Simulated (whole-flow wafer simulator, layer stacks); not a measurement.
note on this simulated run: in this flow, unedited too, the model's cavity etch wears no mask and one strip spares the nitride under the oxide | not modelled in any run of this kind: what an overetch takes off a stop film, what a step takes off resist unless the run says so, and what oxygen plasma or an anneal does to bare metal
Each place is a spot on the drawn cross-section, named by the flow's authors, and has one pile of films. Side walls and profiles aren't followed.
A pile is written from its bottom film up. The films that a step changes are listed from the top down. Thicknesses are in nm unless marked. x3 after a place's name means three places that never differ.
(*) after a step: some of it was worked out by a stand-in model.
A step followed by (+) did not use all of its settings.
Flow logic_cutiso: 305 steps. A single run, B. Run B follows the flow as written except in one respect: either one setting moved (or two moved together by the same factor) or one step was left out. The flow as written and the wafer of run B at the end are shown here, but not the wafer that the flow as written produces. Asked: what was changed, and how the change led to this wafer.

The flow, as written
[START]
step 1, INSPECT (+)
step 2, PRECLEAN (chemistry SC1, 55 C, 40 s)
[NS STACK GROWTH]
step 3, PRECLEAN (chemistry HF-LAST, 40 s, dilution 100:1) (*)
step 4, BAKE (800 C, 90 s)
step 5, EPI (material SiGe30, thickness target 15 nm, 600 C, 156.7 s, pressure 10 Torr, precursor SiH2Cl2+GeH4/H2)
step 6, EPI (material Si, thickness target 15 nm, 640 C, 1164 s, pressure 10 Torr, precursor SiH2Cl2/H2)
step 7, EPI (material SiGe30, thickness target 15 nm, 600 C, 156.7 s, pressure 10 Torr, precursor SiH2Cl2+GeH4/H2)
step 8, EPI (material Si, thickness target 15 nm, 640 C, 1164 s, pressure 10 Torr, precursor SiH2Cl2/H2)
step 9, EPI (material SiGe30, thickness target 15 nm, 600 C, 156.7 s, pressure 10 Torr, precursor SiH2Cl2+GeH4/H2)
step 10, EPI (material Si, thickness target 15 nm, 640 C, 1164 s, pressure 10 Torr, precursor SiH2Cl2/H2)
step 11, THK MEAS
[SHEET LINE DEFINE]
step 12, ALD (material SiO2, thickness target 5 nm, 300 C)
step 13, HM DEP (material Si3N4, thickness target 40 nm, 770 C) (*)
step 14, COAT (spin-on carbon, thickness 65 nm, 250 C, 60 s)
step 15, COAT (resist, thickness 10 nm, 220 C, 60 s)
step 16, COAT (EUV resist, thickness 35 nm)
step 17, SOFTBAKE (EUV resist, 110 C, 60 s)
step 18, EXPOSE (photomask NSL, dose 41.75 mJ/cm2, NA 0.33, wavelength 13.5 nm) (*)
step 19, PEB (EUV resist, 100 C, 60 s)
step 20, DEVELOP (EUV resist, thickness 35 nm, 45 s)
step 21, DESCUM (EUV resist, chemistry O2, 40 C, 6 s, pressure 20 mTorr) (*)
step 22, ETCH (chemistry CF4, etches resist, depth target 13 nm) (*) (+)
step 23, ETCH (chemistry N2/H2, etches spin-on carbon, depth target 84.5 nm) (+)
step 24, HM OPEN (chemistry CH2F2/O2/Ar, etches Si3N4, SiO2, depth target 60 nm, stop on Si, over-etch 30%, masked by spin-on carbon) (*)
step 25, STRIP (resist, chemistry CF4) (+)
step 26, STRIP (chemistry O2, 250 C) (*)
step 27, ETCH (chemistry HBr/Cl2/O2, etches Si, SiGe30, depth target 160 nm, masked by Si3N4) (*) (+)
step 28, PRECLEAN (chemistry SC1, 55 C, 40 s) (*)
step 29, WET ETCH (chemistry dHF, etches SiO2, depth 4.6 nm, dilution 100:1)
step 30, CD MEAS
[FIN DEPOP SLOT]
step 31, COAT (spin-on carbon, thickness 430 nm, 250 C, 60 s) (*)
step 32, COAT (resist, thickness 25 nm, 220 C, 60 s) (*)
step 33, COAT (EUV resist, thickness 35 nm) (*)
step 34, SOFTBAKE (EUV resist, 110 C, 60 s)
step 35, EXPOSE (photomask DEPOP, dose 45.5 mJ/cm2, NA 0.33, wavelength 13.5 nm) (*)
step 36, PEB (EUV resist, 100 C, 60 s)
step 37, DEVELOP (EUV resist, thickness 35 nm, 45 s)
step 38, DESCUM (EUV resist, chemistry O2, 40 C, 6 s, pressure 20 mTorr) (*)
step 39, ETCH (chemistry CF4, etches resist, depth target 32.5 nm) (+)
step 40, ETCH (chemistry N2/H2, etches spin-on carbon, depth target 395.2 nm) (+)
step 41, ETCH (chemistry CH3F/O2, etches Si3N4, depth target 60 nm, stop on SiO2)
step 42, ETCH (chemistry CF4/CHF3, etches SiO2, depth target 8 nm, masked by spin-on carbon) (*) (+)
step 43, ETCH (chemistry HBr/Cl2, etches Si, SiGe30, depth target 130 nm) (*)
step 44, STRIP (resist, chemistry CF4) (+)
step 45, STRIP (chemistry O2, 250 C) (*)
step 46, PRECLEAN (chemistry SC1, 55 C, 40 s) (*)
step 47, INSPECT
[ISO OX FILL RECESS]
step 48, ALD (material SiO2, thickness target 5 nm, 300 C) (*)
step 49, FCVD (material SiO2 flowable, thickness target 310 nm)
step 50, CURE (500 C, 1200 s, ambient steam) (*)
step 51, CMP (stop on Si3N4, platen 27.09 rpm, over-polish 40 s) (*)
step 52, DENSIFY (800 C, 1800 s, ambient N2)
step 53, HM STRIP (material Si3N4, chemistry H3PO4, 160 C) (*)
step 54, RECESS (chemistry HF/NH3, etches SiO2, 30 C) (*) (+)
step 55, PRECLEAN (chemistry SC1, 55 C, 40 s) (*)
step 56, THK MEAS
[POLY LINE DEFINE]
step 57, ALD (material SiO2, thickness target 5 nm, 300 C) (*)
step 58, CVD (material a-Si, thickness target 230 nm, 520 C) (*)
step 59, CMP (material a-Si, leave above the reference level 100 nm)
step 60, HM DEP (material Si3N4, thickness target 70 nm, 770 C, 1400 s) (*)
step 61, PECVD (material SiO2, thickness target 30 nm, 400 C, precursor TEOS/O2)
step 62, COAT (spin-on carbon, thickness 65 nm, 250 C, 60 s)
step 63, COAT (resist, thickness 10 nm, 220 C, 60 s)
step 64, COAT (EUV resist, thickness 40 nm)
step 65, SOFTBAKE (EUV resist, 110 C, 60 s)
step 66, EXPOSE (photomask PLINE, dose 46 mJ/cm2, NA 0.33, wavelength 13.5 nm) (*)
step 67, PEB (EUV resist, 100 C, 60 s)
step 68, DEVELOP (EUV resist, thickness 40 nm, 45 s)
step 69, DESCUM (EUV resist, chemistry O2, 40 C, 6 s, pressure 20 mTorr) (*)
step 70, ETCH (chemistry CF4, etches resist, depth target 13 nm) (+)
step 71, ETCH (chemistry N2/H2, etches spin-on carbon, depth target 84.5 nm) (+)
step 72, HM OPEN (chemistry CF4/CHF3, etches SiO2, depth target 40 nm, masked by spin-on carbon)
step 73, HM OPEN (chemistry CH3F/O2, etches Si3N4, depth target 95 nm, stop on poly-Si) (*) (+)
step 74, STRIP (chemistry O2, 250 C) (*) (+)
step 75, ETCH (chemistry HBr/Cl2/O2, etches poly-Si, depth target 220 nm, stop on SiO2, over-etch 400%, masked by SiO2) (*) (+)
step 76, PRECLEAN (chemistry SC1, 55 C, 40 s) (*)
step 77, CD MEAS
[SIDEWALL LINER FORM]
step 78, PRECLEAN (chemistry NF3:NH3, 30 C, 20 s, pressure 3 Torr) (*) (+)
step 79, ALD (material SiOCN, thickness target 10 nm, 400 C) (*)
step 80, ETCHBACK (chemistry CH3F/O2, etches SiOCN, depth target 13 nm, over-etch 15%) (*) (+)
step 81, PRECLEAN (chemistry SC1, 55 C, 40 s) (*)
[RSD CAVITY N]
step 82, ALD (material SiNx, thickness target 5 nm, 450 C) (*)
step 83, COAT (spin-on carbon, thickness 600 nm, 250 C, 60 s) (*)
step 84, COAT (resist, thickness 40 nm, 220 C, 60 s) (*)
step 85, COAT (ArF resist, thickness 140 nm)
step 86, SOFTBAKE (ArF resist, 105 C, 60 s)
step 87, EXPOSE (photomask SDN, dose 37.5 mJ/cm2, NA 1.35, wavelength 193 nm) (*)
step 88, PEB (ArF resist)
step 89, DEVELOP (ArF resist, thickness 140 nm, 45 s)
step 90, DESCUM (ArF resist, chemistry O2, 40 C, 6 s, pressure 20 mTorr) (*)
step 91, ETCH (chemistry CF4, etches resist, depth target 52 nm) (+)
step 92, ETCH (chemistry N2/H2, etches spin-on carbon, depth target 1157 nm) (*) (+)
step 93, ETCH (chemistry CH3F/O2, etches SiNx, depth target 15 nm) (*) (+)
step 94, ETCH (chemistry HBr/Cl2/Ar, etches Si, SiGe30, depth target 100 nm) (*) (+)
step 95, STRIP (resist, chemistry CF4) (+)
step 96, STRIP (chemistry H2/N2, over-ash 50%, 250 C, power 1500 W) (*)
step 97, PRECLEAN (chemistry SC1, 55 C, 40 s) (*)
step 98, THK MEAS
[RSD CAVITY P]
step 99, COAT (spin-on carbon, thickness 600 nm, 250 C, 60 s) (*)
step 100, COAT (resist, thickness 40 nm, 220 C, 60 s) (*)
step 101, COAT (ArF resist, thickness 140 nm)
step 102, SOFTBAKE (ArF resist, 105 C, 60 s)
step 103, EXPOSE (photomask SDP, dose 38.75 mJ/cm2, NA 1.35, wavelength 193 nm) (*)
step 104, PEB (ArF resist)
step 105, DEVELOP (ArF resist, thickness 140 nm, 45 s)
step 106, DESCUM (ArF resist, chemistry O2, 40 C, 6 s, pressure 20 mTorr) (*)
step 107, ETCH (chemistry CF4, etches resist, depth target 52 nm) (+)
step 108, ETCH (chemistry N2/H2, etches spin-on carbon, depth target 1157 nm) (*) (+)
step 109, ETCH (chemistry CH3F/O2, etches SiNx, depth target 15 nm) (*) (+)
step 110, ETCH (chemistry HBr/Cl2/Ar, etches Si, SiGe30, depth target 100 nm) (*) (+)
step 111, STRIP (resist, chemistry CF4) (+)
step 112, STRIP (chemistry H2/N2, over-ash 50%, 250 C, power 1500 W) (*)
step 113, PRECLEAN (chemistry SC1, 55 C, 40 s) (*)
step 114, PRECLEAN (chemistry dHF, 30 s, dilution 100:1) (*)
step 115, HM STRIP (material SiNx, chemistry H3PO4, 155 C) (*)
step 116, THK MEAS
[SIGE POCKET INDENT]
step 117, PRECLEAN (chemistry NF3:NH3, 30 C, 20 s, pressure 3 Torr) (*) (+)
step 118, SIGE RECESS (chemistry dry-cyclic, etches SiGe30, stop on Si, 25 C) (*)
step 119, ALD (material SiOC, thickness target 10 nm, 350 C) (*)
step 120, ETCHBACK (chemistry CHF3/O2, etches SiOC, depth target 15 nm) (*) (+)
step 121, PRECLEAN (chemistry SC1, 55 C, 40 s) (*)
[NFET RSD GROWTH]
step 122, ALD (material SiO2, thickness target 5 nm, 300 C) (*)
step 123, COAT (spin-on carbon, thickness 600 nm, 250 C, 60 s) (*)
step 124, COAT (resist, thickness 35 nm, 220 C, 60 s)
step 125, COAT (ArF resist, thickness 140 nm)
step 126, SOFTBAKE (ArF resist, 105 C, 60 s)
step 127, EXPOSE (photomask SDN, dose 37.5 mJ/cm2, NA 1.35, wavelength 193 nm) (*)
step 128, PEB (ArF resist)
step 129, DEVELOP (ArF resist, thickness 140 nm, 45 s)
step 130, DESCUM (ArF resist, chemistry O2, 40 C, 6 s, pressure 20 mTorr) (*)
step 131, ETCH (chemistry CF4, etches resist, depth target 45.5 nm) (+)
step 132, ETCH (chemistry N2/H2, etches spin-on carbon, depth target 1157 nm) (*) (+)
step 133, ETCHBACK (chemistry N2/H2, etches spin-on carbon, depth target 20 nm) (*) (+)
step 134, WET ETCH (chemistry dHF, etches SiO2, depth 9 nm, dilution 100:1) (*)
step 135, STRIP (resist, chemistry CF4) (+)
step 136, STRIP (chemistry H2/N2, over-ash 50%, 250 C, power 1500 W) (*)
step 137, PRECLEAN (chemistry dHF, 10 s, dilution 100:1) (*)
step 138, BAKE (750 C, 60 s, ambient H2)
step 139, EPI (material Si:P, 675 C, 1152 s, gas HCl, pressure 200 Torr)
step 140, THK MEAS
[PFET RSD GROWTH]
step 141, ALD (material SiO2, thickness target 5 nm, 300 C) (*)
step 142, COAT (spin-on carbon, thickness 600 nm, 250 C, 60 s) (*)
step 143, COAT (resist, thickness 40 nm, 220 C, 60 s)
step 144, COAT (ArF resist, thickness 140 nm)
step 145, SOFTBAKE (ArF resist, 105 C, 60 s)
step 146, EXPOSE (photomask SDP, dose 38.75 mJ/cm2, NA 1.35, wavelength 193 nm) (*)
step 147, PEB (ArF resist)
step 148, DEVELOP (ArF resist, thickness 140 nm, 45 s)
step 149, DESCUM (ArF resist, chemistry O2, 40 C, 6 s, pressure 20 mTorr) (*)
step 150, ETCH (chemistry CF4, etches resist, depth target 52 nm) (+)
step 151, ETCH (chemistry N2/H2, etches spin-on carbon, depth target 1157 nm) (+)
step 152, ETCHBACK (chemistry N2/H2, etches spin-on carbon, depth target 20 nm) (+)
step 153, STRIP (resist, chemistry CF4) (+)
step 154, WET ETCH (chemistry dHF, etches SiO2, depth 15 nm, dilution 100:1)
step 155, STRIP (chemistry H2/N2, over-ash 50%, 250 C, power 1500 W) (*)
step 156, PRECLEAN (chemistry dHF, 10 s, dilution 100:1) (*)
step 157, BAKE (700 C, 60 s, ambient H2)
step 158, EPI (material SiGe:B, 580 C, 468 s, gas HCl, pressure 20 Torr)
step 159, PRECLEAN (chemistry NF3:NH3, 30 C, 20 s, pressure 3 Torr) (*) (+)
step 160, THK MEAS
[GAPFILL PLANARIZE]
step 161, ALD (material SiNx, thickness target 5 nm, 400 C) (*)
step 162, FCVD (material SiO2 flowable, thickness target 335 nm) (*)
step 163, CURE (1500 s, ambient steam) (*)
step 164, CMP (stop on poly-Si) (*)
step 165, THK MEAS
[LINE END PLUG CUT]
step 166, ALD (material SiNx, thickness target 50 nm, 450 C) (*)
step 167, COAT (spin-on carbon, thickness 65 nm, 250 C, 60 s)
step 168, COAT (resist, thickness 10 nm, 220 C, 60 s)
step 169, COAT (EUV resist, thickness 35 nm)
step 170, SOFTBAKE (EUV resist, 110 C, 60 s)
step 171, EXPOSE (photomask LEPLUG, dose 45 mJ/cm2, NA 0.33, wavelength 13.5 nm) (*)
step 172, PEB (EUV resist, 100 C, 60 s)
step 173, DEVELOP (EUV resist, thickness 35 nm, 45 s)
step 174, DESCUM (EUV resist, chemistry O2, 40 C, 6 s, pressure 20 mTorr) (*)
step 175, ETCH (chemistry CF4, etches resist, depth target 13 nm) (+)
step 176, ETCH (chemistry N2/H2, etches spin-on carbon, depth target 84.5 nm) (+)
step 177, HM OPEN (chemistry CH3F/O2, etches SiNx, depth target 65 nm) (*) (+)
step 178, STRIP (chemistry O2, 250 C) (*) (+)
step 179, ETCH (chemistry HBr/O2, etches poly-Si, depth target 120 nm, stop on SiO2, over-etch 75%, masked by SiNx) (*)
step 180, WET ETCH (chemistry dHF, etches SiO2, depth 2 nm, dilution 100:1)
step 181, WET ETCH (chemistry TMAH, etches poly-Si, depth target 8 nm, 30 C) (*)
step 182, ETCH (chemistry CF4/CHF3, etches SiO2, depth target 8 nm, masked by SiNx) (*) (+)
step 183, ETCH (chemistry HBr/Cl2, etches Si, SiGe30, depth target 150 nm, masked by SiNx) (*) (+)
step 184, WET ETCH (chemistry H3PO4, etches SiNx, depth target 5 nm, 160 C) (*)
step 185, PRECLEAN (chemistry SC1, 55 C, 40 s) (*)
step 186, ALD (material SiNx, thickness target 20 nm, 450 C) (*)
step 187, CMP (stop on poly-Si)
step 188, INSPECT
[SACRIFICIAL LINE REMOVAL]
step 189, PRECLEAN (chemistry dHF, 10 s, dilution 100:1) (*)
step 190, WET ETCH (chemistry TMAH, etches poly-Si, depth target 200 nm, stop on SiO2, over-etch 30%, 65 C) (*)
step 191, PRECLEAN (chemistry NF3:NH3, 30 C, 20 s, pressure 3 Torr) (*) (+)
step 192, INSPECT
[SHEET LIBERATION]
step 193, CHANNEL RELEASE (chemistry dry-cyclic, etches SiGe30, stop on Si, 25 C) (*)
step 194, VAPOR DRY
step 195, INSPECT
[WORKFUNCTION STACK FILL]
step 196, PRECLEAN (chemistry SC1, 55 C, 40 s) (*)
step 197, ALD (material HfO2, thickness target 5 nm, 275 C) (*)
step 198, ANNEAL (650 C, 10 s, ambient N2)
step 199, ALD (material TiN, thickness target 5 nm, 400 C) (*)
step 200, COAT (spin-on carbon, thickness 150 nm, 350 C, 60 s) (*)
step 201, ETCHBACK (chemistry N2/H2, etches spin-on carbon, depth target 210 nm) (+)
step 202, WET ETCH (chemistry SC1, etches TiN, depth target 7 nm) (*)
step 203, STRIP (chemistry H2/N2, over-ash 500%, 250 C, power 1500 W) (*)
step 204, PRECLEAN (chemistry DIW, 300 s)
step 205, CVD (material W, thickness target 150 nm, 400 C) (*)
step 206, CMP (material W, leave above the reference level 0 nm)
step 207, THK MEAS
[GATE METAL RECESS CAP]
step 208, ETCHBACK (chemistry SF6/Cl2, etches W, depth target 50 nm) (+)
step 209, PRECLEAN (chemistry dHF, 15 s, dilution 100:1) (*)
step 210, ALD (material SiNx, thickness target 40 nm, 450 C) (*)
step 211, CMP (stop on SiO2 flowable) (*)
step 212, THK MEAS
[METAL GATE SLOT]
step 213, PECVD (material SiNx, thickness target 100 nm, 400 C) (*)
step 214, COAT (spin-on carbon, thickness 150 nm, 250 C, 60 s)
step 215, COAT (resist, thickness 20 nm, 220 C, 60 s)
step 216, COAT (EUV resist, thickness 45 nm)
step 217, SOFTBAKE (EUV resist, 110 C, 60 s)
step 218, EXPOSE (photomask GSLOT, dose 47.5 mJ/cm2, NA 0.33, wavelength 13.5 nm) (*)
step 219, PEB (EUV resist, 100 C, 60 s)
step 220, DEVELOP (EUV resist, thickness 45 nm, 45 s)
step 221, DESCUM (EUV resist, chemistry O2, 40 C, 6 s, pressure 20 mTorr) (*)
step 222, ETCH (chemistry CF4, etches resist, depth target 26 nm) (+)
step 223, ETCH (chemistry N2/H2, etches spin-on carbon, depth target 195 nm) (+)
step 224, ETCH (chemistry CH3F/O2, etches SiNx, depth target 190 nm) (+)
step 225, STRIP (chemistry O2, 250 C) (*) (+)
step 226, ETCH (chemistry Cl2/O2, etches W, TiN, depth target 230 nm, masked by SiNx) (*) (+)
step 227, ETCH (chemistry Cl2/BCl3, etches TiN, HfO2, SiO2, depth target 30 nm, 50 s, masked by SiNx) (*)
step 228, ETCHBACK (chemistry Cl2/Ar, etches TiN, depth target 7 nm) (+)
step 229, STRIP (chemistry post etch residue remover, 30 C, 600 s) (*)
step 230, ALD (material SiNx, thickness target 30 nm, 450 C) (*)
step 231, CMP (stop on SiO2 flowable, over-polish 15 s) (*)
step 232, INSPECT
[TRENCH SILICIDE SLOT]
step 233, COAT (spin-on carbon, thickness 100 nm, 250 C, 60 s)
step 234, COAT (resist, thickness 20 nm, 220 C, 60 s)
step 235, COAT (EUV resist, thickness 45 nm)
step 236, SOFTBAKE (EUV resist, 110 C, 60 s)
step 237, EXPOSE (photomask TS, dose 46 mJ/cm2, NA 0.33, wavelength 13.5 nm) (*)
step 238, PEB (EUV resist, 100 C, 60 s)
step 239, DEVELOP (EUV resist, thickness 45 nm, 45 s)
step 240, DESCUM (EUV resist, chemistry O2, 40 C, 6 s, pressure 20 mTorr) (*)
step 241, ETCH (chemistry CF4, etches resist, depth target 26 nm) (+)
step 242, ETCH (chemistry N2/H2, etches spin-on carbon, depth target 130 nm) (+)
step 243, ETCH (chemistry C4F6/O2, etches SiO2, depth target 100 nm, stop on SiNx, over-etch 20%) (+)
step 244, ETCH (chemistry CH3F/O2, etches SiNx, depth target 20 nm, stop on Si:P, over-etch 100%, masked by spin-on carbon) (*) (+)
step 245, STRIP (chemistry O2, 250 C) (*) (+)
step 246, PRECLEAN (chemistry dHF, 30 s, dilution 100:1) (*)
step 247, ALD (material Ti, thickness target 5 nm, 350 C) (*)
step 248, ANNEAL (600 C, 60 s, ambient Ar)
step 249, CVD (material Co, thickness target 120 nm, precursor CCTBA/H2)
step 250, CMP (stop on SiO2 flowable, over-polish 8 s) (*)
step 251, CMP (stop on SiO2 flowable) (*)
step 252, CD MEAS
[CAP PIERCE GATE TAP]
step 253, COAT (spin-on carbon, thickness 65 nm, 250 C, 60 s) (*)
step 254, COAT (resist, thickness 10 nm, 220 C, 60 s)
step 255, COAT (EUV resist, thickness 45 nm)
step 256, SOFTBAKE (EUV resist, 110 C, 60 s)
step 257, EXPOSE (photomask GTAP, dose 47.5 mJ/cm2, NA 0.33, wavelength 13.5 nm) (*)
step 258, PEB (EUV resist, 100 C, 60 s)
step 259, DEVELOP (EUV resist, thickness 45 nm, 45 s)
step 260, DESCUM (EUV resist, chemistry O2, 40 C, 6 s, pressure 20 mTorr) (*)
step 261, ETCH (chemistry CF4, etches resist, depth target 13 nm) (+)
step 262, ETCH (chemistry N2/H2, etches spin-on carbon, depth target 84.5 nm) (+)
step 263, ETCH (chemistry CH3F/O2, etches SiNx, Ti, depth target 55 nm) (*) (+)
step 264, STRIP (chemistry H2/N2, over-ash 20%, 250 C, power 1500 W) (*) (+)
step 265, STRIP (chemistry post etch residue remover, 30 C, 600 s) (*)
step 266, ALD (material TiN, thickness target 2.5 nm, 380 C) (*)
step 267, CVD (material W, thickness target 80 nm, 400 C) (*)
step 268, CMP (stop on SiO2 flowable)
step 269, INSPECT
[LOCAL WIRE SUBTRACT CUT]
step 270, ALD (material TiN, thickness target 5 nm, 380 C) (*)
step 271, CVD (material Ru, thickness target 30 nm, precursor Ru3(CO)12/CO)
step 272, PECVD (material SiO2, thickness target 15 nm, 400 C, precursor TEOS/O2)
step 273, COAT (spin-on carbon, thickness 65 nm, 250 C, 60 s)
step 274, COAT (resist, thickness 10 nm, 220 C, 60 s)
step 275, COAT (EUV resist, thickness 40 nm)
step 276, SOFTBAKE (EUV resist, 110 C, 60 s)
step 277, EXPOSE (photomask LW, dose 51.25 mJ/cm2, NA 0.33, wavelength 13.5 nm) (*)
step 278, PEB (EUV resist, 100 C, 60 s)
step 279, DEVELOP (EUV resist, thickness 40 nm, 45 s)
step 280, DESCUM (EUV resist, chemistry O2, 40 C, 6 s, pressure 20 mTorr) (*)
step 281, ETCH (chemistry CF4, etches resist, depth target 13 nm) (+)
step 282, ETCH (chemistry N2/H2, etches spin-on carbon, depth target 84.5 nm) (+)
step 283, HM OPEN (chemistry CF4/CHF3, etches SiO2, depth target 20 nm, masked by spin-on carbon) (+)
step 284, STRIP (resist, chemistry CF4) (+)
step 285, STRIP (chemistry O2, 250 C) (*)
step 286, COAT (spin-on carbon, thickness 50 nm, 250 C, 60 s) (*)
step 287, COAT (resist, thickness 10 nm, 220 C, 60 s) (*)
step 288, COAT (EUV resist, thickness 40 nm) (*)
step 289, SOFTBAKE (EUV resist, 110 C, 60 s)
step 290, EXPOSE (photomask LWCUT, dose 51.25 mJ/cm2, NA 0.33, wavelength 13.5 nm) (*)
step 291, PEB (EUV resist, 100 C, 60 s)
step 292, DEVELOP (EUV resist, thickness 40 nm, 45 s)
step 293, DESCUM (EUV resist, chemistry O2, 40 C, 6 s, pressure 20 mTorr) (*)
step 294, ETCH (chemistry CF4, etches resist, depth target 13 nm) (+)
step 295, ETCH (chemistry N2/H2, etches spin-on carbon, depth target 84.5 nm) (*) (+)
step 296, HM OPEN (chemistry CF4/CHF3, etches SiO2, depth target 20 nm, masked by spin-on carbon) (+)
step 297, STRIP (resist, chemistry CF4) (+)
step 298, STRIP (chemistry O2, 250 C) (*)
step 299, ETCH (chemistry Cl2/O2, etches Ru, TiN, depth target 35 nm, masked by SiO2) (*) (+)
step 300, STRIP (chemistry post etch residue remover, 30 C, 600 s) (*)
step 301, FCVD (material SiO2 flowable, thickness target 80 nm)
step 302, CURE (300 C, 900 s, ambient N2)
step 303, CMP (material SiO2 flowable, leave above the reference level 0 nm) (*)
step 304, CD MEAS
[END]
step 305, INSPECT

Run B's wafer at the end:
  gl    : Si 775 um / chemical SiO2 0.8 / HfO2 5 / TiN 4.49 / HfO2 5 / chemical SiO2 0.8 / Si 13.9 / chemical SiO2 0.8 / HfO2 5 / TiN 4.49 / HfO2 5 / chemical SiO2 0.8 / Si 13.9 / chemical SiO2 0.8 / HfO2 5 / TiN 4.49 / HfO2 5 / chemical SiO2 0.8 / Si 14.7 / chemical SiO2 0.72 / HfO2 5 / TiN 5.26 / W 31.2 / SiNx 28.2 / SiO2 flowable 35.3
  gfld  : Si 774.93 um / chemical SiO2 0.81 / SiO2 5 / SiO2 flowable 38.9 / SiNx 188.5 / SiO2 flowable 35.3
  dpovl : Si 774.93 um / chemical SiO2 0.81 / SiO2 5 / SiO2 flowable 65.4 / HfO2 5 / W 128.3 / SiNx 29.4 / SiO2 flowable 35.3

Cause: step 10, EPI: thickness target 16.9 nm was run, while the flow as written has thickness target 15 nm; step 10, EPI: 1310 s was run, where the flow has 1164 s.

How this came from the change, step by step:
  step 10, EPI (material Si, thickness target 15 nm, 640 C, 1164 s, pressure 10 Torr, precursor SiH2Cl2/H2)
      depop, dpovl, gfld and 19 more: +16.9 Si (new film) (in the flow as written it would be: +15 Si (new film))
  step 27, ETCH (chemistry HBr/Cl2/O2, etches Si, SiGe30, depth target 160 nm, masked by Si3N4) (*) (+)
      gfld, gxf, iso, lnri: -0.79 chemical SiO2 (all of it), -13.2 Si (all of it), -15 SiGe30 (all of it), -15 Si (all of it), -15 SiGe30 (all of it), -15 Si (all of it), -15 SiGe30 (all of it), -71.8 Si (in the flow as written it would be: -0.79 chemical SiO2 (all of it), -11.4 Si (all of it), -15 SiGe30 (all of it), -15 Si (all of it), -15 SiGe30 (all of it), -15 Si (all of it), -15 SiGe30 (all of it), -73.6 Si)
      dpovl, nsgap: -0.79 chemical SiO2 (all of it), -13.6 Si (all of it), -15 SiGe30 (all of it), -15 Si (all of it), -15 SiGe30 (all of it), -15 Si (all of it), -15 SiGe30 (all of it), -71.4 Si (in the flow as written it would be: -0.79 chemical SiO2 (all of it), -11.8 Si (all of it), -15 SiGe30 (all of it), -15 Si (all of it), -15 SiGe30 (all of it), -15 Si (all of it), -15 SiGe30 (all of it), -73.2 Si)
      (as well as at 1 more place)
  step 43, ETCH (chemistry HBr/Cl2, etches Si, SiGe30, depth target 130 nm) (*)
      depop: -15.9 Si (all of it), -15 SiGe30 (all of it), -15 Si (all of it), -15 SiGe30 (all of it), -15 Si (all of it), -15 SiGe30 (all of it), -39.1 Si (in the flow as written it would be: -14 Si (all of it), -15 SiGe30 (all of it), -15 Si (all of it), -15 SiGe30 (all of it), -15 Si (all of it), -15 SiGe30 (all of it), -41 Si)
  step 94, ETCH (chemistry HBr/Cl2/Ar, etches Si, SiGe30, depth target 100 nm) (*) (+)
      rsdn, rsdx: -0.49 chemical SiO2 (all of it), -14.7 Si (all of it), -15 SiGe30 (all of it), -15 Si (all of it), -15 SiGe30 (all of it), -15 Si (all of it), -15 SiGe30 (all of it), -10.3 Si (in the flow as written it would be: -0.49 chemical SiO2 (all of it), -12.8 Si (all of it), -15 SiGe30 (all of it), -15 Si (all of it), -15 SiGe30 (all of it), -15 Si (all of it), -15 SiGe30 (all of it), -12.2 Si)
  step 110, ETCH (chemistry HBr/Cl2/Ar, etches Si, SiGe30, depth target 100 nm) (*) (+)
      rsdp, rsdw: -0.49 chemical SiO2 (all of it), -14.7 Si (all of it), -15 SiGe30 (all of it), -15 Si (all of it), -15 SiGe30 (all of it), -15 Si (all of it), -15 SiGe30 (all of it), -10.3 Si (in the flow as written it would be: -0.49 chemical SiO2 (all of it), -12.8 Si (all of it), -15 SiGe30 (all of it), -15 Si (all of it), -15 SiGe30 (all of it), -15 Si (all of it), -15 SiGe30 (all of it), -12.2 Si)
  step 183, ETCH (chemistry HBr/Cl2, etches Si, SiGe30, depth target 150 nm, masked by SiNx) (*) (+)
      plug: -15.4 Si (all of it), -15 SiGe30 (all of it), -15 Si (all of it), -15 SiGe30 (all of it), -15 Si (all of it), -15 SiGe30 (all of it), -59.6 Si (in the flow as written it would be: -13.6 Si (all of it), -15 SiGe30 (all of it), -15 Si (all of it), -15 SiGe30 (all of it), -15 Si (all of it), -15 SiGe30 (all of it), -61.4 Si)
